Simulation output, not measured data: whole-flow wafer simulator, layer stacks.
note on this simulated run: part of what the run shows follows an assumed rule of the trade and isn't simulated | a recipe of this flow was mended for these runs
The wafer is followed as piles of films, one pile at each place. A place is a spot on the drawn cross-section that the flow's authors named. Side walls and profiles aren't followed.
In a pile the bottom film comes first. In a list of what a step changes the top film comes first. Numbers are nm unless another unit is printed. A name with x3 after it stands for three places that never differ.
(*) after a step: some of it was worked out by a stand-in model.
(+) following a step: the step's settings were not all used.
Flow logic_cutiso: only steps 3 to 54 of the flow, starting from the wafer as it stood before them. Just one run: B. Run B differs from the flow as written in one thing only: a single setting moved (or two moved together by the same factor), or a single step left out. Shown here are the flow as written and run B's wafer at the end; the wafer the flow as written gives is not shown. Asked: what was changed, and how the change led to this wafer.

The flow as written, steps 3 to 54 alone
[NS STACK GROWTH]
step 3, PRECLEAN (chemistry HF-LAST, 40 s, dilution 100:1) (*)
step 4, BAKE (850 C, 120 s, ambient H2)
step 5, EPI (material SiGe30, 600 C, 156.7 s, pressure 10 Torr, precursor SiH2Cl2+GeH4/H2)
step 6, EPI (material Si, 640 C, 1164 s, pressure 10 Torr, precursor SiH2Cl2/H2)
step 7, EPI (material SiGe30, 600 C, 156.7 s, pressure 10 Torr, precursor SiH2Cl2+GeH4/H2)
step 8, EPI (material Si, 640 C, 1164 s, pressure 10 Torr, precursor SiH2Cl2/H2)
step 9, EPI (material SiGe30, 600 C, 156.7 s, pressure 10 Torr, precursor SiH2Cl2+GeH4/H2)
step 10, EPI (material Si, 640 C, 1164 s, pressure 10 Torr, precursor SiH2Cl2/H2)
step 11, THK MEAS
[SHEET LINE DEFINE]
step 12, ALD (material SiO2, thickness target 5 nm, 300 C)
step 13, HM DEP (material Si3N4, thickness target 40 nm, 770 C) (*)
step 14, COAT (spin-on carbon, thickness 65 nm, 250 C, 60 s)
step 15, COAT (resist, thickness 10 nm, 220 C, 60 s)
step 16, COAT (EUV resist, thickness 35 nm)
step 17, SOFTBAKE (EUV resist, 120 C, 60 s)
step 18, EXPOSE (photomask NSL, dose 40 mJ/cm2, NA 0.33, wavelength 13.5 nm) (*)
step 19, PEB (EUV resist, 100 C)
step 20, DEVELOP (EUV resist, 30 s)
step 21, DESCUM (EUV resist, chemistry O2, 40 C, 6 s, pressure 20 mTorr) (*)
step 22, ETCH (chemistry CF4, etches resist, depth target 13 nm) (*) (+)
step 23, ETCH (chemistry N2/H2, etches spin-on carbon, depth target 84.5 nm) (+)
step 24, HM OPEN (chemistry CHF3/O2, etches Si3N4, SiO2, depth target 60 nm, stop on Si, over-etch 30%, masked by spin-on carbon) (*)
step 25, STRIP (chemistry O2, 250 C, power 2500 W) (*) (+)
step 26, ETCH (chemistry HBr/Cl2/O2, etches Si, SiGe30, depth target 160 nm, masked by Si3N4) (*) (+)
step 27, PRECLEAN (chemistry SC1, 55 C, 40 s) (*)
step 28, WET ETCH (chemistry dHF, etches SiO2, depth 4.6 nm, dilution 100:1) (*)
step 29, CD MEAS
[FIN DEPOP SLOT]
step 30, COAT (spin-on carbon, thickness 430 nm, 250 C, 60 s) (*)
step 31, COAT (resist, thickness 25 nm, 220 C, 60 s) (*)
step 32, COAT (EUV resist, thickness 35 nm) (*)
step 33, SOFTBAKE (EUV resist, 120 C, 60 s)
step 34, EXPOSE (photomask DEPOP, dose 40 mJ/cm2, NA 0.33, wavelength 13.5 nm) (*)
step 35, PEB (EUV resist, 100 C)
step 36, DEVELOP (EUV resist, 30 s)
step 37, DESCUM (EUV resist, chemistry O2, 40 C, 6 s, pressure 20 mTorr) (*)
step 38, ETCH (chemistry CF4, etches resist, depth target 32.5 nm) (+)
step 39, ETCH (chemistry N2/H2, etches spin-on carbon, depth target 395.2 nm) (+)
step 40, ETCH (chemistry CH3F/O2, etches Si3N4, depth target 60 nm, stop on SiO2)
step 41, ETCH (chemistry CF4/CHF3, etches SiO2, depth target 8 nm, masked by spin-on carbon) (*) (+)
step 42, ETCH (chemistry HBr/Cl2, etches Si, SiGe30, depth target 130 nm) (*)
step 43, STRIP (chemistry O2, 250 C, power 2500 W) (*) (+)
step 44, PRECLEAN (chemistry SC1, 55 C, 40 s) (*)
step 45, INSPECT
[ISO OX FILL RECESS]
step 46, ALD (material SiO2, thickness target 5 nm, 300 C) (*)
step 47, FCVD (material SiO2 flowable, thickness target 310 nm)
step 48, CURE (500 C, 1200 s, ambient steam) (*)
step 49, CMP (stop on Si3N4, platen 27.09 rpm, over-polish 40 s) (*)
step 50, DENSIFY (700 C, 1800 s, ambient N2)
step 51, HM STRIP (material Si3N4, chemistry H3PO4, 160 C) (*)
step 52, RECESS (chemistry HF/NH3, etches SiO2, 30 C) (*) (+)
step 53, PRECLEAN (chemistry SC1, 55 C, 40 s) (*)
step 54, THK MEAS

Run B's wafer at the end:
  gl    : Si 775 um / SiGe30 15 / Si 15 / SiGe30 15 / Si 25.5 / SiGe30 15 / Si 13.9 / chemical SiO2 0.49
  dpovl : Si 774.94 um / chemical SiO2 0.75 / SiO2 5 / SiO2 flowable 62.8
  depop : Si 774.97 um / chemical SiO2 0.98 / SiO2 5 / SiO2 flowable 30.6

Cause: step 8, EPI: 652 C was run, while the flow as written has 640 C.

The path from the change to this, step by step:
  step 8, EPI (material Si, 640 C, 1164 s, pressure 10 Torr, precursor SiH2Cl2/H2)
      depop, dpovl, gfld and 19 more: +25.5 Si (new film) (it would be, as written: +15 Si (new film))
  step 26, ETCH (chemistry HBr/Cl2/O2, etches Si, SiGe30, depth target 160 nm, masked by Si3N4) (*) (+)
      dpovl, gfld, gxf, iso, isow, lnri, nsgap: -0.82 chemical SiO2 (all of it), -12 Si (all of it), -15 SiGe30 (all of it), -25.5 Si (all of it), -15 SiGe30 (all of it), -15 Si (all of it), -15 SiGe30 (all of it), -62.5 Si (it would be, as written: -0.82 chemical SiO2 (all of it), -12 Si (all of it), -15 SiGe30 (all of it), -15 Si (all of it), -15 SiGe30 (all of it), -15 Si (all of it), -15 SiGe30 (all of it), -73 Si)
  step 42, ETCH (chemistry HBr/Cl2, etches Si, SiGe30, depth target 130 nm) (*)
      depop: -13.8 Si (all of it), -15 SiGe30 (all of it), -25.5 Si (all of it), -15 SiGe30 (all of it), -15 Si (all of it), -15 SiGe30 (all of it), -30.7 Si (it would be, as written: -13.8 Si (all of it), -15 SiGe30 (all of it), -15 Si (all of it), -15 SiGe30 (all of it), -15 Si (all of it), -15 SiGe30 (all of it), -41.2 Si)
